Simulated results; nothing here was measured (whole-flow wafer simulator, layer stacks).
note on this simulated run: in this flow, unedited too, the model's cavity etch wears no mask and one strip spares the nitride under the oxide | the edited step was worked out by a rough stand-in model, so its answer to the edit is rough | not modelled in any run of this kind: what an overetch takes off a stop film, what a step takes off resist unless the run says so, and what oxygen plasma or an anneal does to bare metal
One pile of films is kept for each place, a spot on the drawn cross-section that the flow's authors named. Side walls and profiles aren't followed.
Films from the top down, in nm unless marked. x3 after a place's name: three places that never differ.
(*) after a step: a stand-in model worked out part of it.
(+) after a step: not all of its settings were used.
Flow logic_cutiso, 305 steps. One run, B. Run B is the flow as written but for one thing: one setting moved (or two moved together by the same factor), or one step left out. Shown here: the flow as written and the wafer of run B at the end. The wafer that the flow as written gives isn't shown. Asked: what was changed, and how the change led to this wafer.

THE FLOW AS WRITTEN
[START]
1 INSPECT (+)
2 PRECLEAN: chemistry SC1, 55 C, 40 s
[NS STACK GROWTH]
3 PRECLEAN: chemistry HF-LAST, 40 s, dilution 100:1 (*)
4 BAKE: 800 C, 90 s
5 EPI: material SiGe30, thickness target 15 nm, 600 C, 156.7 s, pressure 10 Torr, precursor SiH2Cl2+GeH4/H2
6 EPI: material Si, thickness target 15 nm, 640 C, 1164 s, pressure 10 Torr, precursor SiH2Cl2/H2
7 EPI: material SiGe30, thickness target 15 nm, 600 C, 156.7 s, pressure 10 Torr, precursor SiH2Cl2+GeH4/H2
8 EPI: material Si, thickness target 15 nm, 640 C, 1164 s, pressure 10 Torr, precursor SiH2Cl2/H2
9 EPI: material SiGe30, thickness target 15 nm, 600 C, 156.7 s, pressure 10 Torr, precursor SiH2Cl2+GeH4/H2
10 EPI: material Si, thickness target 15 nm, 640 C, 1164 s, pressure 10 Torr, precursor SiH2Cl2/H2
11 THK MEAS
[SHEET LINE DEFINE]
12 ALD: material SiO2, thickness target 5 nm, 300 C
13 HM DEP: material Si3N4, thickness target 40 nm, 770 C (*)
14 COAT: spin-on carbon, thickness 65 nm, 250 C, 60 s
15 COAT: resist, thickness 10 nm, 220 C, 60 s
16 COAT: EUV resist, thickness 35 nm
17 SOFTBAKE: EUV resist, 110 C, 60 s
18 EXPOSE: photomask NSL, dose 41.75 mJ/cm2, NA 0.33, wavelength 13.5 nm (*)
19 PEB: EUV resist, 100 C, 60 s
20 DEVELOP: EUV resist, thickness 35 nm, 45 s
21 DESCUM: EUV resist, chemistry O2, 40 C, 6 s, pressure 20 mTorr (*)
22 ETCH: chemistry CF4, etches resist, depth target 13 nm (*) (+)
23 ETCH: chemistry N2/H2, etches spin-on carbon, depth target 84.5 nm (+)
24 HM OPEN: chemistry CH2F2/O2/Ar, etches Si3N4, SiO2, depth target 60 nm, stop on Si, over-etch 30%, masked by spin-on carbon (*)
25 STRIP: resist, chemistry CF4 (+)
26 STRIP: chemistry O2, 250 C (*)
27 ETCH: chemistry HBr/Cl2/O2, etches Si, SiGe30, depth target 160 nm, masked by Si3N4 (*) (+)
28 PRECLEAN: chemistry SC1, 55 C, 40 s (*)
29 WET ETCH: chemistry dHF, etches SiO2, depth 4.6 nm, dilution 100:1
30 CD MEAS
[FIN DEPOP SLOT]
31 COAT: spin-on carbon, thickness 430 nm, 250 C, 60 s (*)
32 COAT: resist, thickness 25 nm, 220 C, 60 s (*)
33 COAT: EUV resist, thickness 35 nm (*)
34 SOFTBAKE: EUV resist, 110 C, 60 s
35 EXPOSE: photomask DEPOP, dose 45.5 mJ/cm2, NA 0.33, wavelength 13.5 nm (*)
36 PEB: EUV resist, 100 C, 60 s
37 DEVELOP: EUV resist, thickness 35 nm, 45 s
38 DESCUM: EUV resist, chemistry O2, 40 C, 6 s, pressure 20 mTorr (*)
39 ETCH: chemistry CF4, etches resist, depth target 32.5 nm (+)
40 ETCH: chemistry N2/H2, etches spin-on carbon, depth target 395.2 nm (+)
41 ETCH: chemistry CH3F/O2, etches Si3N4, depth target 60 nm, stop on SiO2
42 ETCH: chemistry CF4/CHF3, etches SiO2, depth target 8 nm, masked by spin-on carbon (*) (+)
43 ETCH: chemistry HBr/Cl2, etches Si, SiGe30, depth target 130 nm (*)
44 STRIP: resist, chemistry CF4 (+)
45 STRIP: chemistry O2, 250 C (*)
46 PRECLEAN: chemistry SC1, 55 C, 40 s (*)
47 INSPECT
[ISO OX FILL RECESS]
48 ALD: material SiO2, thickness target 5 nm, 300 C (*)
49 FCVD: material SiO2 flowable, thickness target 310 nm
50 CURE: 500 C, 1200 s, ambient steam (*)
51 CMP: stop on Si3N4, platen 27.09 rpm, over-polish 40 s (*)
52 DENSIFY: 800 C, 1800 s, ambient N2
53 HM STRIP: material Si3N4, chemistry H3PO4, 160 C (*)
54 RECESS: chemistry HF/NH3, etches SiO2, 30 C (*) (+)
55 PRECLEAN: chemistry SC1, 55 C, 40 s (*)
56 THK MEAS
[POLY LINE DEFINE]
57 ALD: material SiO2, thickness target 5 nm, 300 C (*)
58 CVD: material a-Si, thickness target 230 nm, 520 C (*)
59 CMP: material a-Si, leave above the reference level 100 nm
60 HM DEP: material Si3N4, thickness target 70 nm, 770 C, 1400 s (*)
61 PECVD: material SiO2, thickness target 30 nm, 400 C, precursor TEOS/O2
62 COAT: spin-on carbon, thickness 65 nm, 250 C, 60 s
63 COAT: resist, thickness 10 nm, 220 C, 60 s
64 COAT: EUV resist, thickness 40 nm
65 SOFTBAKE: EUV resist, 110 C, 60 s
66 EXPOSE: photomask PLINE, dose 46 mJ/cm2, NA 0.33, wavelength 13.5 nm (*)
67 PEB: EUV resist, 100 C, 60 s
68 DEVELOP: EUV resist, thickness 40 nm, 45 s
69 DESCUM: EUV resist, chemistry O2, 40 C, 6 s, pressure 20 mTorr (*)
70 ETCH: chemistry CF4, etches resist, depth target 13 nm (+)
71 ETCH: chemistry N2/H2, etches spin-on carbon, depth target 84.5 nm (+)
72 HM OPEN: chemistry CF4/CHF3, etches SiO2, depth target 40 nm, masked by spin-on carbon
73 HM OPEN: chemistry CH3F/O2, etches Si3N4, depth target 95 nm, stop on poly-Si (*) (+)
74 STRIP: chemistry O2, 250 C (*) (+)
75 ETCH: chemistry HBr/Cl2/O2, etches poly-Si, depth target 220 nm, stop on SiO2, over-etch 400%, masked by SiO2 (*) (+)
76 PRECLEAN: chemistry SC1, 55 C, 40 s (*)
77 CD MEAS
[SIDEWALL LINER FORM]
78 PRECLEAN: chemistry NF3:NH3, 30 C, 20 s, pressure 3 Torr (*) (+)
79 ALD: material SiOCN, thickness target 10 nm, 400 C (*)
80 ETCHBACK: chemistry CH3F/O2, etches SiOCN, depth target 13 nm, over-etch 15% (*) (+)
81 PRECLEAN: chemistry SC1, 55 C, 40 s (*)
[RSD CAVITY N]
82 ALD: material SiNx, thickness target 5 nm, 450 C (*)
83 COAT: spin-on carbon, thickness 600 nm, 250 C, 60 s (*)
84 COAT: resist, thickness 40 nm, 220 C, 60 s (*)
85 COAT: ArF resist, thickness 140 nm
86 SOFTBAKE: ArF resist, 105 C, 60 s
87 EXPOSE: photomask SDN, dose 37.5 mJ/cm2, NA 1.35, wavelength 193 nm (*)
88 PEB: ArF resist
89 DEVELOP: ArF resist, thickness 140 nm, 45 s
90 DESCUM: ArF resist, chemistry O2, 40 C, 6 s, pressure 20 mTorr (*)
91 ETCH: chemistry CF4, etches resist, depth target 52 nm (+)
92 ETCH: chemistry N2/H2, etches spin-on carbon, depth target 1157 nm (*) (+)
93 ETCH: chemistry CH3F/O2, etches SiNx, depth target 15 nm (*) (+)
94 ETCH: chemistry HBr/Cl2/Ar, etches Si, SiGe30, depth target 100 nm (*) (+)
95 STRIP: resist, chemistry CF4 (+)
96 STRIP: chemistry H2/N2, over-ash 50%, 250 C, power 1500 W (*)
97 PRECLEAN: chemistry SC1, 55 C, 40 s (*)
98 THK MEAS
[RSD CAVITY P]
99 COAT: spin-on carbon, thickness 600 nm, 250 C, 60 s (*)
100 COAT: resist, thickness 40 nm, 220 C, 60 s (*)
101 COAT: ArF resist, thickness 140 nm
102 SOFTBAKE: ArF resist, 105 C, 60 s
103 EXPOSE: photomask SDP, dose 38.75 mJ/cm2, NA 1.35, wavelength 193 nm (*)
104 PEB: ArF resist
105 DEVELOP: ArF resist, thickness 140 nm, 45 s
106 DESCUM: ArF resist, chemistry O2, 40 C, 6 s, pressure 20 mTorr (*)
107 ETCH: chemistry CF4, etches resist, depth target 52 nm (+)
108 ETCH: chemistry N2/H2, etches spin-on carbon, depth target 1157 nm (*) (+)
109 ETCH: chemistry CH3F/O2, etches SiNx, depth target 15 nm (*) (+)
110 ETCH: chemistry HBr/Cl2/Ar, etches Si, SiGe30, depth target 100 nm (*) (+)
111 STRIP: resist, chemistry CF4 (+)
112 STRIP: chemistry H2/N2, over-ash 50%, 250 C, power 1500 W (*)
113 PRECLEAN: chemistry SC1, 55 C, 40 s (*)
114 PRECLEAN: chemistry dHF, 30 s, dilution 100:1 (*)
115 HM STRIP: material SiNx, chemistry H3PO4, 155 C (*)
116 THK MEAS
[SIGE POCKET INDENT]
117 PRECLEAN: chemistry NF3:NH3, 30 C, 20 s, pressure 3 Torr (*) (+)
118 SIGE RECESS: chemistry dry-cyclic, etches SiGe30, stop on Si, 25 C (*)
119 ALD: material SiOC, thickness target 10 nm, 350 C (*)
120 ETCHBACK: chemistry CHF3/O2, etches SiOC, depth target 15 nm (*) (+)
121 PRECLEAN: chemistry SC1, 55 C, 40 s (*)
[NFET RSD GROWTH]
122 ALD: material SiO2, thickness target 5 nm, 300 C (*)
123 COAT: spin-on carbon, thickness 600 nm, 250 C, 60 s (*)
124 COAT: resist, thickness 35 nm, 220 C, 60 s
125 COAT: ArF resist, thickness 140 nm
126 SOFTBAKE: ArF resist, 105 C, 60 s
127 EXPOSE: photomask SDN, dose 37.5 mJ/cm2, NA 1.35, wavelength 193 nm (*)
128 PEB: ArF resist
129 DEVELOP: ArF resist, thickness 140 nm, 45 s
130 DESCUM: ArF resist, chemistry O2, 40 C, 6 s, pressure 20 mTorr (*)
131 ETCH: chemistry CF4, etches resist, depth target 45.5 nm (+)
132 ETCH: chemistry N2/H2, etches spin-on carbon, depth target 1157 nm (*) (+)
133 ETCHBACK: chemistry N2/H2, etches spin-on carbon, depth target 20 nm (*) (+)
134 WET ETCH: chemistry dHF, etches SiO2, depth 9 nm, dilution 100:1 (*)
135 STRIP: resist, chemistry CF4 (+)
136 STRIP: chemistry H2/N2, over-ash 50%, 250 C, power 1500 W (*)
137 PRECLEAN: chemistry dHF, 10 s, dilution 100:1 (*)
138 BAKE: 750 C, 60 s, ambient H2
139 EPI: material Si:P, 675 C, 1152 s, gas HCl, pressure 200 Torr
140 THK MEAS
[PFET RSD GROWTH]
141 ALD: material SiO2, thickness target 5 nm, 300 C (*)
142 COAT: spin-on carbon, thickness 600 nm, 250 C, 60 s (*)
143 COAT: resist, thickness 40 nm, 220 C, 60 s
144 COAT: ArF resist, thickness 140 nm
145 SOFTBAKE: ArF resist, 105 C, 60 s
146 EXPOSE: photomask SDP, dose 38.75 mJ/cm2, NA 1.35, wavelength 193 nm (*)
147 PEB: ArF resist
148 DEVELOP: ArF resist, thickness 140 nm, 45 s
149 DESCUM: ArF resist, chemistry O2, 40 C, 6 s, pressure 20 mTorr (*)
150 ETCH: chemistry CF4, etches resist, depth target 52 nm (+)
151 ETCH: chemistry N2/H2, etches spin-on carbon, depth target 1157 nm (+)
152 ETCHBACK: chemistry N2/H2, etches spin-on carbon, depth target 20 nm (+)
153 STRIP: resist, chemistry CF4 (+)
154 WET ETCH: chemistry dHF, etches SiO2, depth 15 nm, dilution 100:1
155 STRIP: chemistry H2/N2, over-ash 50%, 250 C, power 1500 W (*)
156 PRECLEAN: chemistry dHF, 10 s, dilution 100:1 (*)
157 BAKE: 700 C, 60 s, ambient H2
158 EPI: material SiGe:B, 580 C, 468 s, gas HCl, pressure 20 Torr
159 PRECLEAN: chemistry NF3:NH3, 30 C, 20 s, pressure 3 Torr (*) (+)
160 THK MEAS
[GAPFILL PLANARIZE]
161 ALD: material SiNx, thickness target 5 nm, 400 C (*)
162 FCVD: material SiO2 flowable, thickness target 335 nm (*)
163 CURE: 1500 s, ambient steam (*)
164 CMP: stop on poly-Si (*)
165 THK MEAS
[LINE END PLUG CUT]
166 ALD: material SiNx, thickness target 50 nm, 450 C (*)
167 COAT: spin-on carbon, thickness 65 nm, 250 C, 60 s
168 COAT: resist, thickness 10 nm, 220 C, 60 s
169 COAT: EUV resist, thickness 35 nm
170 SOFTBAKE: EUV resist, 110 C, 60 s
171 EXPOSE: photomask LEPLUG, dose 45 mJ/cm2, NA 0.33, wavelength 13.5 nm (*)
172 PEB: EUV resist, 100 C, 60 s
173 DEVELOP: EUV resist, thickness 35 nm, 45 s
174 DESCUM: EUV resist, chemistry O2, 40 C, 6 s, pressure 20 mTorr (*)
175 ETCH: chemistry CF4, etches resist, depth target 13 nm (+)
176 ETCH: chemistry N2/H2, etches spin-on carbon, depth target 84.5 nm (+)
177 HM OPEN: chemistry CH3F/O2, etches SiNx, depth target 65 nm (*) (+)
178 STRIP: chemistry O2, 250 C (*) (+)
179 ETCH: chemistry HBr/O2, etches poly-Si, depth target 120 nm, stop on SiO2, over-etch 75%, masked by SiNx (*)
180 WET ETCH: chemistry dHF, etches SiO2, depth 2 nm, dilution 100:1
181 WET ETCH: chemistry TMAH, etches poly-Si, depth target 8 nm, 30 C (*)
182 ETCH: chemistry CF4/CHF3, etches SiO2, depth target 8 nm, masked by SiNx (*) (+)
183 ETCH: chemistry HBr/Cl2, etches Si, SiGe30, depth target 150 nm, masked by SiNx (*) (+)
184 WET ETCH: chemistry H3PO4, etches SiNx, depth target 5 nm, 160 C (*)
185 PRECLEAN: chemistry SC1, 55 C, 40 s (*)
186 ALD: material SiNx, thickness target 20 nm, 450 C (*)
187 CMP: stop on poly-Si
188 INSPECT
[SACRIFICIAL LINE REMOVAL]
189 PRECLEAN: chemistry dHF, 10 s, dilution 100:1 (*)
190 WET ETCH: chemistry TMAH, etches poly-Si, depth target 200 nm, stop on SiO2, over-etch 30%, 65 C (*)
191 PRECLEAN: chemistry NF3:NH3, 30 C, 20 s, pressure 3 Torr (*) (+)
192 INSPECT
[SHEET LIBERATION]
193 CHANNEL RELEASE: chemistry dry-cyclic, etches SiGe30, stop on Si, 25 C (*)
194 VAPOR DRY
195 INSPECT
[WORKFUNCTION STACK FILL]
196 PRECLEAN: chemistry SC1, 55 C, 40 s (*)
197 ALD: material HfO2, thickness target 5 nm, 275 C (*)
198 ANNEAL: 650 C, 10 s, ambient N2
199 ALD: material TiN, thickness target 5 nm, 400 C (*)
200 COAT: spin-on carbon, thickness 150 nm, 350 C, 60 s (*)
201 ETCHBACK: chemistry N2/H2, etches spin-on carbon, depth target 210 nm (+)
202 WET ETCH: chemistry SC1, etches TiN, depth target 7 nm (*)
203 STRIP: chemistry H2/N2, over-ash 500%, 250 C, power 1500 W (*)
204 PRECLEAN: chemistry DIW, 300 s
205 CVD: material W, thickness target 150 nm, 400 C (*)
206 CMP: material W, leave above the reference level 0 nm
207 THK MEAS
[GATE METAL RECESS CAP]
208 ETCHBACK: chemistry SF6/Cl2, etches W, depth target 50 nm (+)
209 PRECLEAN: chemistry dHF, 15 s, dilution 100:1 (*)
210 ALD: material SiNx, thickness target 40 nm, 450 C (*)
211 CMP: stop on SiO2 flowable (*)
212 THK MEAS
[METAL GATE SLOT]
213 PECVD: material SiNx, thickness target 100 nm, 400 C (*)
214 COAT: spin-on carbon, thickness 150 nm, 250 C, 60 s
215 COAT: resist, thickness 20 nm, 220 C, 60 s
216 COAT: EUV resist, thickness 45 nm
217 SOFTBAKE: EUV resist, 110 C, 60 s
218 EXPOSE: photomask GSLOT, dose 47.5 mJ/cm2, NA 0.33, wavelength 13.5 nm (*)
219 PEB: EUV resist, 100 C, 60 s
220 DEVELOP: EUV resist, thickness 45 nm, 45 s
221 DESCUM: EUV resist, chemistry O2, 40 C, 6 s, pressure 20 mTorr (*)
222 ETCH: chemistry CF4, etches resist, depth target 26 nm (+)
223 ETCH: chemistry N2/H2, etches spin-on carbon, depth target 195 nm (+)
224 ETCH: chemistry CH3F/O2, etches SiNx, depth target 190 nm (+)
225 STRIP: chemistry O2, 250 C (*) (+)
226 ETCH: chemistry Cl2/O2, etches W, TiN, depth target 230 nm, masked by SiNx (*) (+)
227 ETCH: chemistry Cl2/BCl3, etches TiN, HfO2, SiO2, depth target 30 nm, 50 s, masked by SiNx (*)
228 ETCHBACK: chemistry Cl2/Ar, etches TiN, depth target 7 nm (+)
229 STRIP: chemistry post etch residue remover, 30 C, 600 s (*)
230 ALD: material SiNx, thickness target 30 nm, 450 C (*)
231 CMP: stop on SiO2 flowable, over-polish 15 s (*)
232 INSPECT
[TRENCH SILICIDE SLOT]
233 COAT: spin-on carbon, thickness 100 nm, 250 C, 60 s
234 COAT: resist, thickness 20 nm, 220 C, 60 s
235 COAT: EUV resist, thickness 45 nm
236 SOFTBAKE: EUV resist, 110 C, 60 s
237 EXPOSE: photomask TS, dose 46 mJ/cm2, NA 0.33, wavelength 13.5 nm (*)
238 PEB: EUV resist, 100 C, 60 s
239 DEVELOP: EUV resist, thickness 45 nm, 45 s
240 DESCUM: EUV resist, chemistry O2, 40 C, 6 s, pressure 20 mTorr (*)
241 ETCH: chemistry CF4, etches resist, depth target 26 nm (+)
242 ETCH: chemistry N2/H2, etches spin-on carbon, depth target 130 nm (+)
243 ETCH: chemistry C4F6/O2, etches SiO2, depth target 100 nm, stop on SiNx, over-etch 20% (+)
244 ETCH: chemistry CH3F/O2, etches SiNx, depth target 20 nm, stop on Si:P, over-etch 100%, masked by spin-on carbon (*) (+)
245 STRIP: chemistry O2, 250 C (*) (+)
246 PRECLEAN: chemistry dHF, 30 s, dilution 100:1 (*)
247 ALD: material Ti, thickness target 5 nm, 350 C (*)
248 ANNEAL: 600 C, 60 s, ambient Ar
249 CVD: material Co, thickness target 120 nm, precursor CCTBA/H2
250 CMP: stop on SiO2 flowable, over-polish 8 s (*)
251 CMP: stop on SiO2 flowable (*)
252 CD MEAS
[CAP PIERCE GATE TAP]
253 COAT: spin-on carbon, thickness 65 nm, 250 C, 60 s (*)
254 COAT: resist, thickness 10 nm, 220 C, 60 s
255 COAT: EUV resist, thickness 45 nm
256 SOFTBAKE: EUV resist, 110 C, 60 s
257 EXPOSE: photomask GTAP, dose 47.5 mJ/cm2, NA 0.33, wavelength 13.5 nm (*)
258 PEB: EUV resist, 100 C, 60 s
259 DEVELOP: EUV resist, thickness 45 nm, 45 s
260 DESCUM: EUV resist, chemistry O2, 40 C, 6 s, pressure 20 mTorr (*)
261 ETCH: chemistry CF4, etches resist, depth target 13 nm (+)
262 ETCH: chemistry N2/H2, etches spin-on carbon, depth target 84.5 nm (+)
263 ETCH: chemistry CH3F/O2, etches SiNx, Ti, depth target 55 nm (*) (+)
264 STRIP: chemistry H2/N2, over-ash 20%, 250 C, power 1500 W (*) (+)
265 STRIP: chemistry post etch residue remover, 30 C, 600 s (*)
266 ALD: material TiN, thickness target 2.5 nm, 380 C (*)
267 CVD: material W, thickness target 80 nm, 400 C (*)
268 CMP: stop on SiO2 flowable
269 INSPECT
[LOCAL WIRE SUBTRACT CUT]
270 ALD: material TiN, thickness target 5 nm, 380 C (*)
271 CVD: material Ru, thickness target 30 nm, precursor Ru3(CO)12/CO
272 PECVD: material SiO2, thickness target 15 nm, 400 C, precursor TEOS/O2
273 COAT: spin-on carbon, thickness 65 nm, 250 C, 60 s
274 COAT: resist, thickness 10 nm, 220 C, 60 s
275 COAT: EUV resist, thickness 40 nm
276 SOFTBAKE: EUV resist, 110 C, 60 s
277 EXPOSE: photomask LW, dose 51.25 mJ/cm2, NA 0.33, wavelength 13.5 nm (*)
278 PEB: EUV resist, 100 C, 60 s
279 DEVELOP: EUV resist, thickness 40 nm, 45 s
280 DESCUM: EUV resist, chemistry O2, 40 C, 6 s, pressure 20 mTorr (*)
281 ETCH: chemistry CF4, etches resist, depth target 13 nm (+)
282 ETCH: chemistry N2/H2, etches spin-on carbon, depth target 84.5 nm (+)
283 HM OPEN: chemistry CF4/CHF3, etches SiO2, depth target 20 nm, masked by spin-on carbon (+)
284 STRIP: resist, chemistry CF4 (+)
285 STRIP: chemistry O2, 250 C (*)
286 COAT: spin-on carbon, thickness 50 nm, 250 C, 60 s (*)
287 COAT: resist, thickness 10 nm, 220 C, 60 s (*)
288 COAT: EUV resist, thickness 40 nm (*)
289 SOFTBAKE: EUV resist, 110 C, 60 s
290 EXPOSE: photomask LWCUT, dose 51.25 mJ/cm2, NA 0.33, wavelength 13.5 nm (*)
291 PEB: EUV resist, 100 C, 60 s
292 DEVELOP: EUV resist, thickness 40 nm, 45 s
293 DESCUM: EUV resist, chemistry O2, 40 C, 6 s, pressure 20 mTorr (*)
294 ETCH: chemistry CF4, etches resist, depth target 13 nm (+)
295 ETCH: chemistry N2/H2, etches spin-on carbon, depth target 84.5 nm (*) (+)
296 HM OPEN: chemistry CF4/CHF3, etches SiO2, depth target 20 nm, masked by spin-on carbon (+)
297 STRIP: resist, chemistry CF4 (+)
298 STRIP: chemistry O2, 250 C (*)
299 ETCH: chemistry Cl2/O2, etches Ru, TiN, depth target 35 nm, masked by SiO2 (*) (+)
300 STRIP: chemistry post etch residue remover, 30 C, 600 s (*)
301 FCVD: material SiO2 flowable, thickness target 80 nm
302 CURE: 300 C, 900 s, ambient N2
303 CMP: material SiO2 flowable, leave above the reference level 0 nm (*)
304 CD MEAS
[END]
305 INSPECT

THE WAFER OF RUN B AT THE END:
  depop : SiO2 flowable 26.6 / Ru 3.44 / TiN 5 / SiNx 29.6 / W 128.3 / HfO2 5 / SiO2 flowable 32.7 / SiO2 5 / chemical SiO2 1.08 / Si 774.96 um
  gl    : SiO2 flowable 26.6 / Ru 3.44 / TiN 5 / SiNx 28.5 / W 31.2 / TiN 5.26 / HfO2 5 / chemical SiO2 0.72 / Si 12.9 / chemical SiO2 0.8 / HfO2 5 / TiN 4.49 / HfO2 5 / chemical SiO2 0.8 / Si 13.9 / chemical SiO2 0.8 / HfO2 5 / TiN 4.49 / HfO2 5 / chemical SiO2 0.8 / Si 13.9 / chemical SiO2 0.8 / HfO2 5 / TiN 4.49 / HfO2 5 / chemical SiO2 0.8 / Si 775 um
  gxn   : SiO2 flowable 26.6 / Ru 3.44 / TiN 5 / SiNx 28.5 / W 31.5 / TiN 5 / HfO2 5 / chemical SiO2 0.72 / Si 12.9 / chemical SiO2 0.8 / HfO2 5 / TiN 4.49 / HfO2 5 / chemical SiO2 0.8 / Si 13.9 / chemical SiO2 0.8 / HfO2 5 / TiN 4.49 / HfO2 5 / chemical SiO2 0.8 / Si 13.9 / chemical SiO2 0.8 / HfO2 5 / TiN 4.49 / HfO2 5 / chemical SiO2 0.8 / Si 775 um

The cause: step 299, ETCH: depth target 26.2 nm was run, where the flow has depth target 35 nm.

How the change led to this, step by step:
  299 ETCH: chemistry Cl2/O2, etches Ru, TiN, depth target 35 nm, masked by SiO2 (*) (+)
      depop, dpovl, gfld and 15 more: Ru -26.2 (as written it would be: Ru -29.6 (all of it), TiN -5 (all of it))
  301 FCVD: material SiO2 flowable, thickness target 80 nm
      iso, rsdx: SiO2 flowable +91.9 (new film) (as written it would be: SiO2 flowable +94.2)
      gfld, gl, glp, gxf, gxn, gxp, plug: SiO2 flowable +91.9 (new film) (as written it would be: SiO2 flowable +94.4 (new film))
      (and at 8 more places)
  303 CMP: material SiO2 flowable, leave above the reference level 0 nm (*)
      gfld, gl, glp and 10 more: SiO2 flowable -65.3 (as written it would be: SiO2 flowable -59.2)
      depop, dpovl, isow, ns, nsgap: SiO2 flowable -53.4 (as written it would be: SiO2 flowable -44.7)
      (and at 4 more places)
Counting metal films that touch as one body, depop has 2 bodies (between them, from the top down: SiNx 29.6); the flow as written gives 1 body.
Counting metal films that touch as one body, gl has 5 bodies (between them, from the top down: SiNx 28.5; HfO2 5 / chemical SiO2 0.72 / Si 12.9 / chemical SiO2 0.8 / HfO2 5; HfO2 5 / chemical SiO2 0.8 / Si 13.9 / chemical SiO2 0.8 / HfO2 5; HfO2 5 / chemical SiO2 0.8 / Si 13.9 / chemical SiO2 0.8 / HfO2 5); the flow as written gives 4 bodies (between them, from the top down: HfO2 5 / chemical SiO2 0.72 / Si 12.9 / chemical SiO2 0.8 / HfO2 5; HfO2 5 / chemical SiO2 0.8 / Si 13.9 / chemical SiO2 0.8 / HfO2 5; HfO2 5 / chemical SiO2 0.8 / Si 13.9 / chemical SiO2 0.8 / HfO2 5).
Counting metal films that touch as one body, gxn has 5 bodies (between them, from the top down: SiNx 28.5; HfO2 5 / chemical SiO2 0.72 / Si 12.9 / chemical SiO2 0.8 / HfO2 5; HfO2 5 / chemical SiO2 0.8 / Si 13.9 / chemical SiO2 0.8 / HfO2 5; HfO2 5 / chemical SiO2 0.8 / Si 13.9 / chemical SiO2 0.8 / HfO2 5); the flow as written gives 4 bodies (between them, from the top down: HfO2 5 / chemical SiO2 0.72 / Si 12.9 / chemical SiO2 0.8 / HfO2 5; HfO2 5 / chemical SiO2 0.8 / Si 13.9 / chemical SiO2 0.8 / HfO2 5; HfO2 5 / chemical SiO2 0.8 / Si 13.9 / chemical SiO2 0.8 / HfO2 5).
